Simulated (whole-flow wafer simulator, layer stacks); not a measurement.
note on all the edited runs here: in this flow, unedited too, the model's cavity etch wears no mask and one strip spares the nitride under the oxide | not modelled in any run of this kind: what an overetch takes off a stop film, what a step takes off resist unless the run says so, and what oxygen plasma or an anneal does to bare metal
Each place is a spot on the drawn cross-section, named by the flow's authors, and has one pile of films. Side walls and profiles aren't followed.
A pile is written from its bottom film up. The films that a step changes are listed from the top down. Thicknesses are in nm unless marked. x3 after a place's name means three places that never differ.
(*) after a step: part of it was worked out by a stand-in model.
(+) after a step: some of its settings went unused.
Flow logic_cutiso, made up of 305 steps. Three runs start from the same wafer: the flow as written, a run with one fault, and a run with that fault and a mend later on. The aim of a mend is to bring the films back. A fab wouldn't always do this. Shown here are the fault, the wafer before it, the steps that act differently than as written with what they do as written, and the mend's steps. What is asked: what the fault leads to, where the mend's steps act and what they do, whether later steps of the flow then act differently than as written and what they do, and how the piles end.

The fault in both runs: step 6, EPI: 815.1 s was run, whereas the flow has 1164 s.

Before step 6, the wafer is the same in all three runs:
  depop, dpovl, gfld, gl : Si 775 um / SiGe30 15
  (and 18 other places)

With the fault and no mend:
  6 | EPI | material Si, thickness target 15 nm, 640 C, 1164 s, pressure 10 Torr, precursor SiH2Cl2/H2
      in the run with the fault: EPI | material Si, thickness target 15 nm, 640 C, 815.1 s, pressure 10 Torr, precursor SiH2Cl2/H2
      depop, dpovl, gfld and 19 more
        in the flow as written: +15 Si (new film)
        in the run with the fault: +10.5 Si (new film)
  Steps later in the flow that act otherwise than as written (not shown: 2 more steps that differ only slightly, by at most 2% or 0.5 nm, whichever is larger):
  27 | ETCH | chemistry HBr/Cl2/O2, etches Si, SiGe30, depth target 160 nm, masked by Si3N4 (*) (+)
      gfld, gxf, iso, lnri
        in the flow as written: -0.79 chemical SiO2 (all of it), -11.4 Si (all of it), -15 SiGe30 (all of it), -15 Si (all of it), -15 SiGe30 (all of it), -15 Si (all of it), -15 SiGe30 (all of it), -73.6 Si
        in the run with the fault: -0.79 chemical SiO2 (all of it), -11.4 Si (all of it), -15 SiGe30 (all of it), -15 Si (all of it), -15 SiGe30 (all of it), -10.5 Si (all of it), -15 SiGe30 (all of it), -78.1 Si
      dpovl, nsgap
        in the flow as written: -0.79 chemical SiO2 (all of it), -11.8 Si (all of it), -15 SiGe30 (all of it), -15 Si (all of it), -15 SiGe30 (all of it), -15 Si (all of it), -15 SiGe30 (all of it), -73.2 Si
        in the run with the fault: -0.79 chemical SiO2 (all of it), -11.8 Si (all of it), -15 SiGe30 (all of it), -15 Si (all of it), -15 SiGe30 (all of it), -10.5 Si (all of it), -15 SiGe30 (all of it), -77.7 Si
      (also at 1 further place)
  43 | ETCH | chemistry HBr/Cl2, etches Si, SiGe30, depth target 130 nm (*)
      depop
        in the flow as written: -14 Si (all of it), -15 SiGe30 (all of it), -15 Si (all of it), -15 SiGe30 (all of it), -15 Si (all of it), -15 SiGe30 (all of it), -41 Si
        in the run with the fault: -14 Si (all of it), -15 SiGe30 (all of it), -15 Si (all of it), -15 SiGe30 (all of it), -10.5 Si (all of it), -15 SiGe30 (all of it), -45.5 Si
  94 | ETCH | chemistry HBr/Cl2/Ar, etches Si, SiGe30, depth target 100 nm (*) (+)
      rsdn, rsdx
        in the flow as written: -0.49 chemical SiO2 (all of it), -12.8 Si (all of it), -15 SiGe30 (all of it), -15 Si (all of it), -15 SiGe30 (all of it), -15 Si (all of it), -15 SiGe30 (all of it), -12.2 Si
        in the run with the fault: -0.49 chemical SiO2 (all of it), -12.8 Si (all of it), -15 SiGe30 (all of it), -15 Si (all of it), -15 SiGe30 (all of it), -10.5 Si (all of it), -15 SiGe30 (all of it), -16.7 Si
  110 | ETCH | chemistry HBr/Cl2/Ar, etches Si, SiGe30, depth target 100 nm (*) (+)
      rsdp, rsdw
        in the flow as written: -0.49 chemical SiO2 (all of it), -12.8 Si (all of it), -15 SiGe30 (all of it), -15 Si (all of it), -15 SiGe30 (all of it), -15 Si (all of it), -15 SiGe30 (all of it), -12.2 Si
        in the run with the fault: -0.49 chemical SiO2 (all of it), -12.8 Si (all of it), -15 SiGe30 (all of it), -15 Si (all of it), -15 SiGe30 (all of it), -10.5 Si (all of it), -15 SiGe30 (all of it), -16.7 Si
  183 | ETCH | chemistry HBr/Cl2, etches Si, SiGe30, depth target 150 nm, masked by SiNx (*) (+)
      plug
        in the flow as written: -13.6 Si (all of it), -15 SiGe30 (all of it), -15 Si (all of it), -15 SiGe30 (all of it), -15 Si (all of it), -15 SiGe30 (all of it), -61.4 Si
        in the run with the fault: -13.6 Si (all of it), -15 SiGe30 (all of it), -15 Si (all of it), -15 SiGe30 (all of it), -10.5 Si (all of it), -15 SiGe30 (all of it), -65.9 Si
  The piles end different from the flow's at gl, glp, gxn and 6 more by more than 2% or 0.5 nm, whichever is larger.
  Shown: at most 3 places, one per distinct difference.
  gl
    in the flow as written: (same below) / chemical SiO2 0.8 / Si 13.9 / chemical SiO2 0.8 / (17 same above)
    in the run with the fault: (same below) / chemical SiO2 0.8 / Si 9.42 / chemical SiO2 0.8 / (17 same above)
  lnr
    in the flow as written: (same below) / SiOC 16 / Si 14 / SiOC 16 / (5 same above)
    in the run with the fault: (same below) / SiOC 16 / Si 9.47 / SiOC 16 / (5 same above)
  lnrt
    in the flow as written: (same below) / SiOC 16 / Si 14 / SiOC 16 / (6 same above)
    in the run with the fault: (same below) / SiOC 16 / Si 9.47 / SiOC 16 / (6 same above)

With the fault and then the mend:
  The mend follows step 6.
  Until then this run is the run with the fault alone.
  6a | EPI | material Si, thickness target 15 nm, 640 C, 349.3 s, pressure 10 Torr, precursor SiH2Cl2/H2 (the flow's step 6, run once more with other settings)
      depop, dpovl, gfld and 19 more
        +4.5 Si
  Later steps of the flow that are run all act as written at every place that is followed.
  By the end, the piles equal the flow's at every place that both follow.
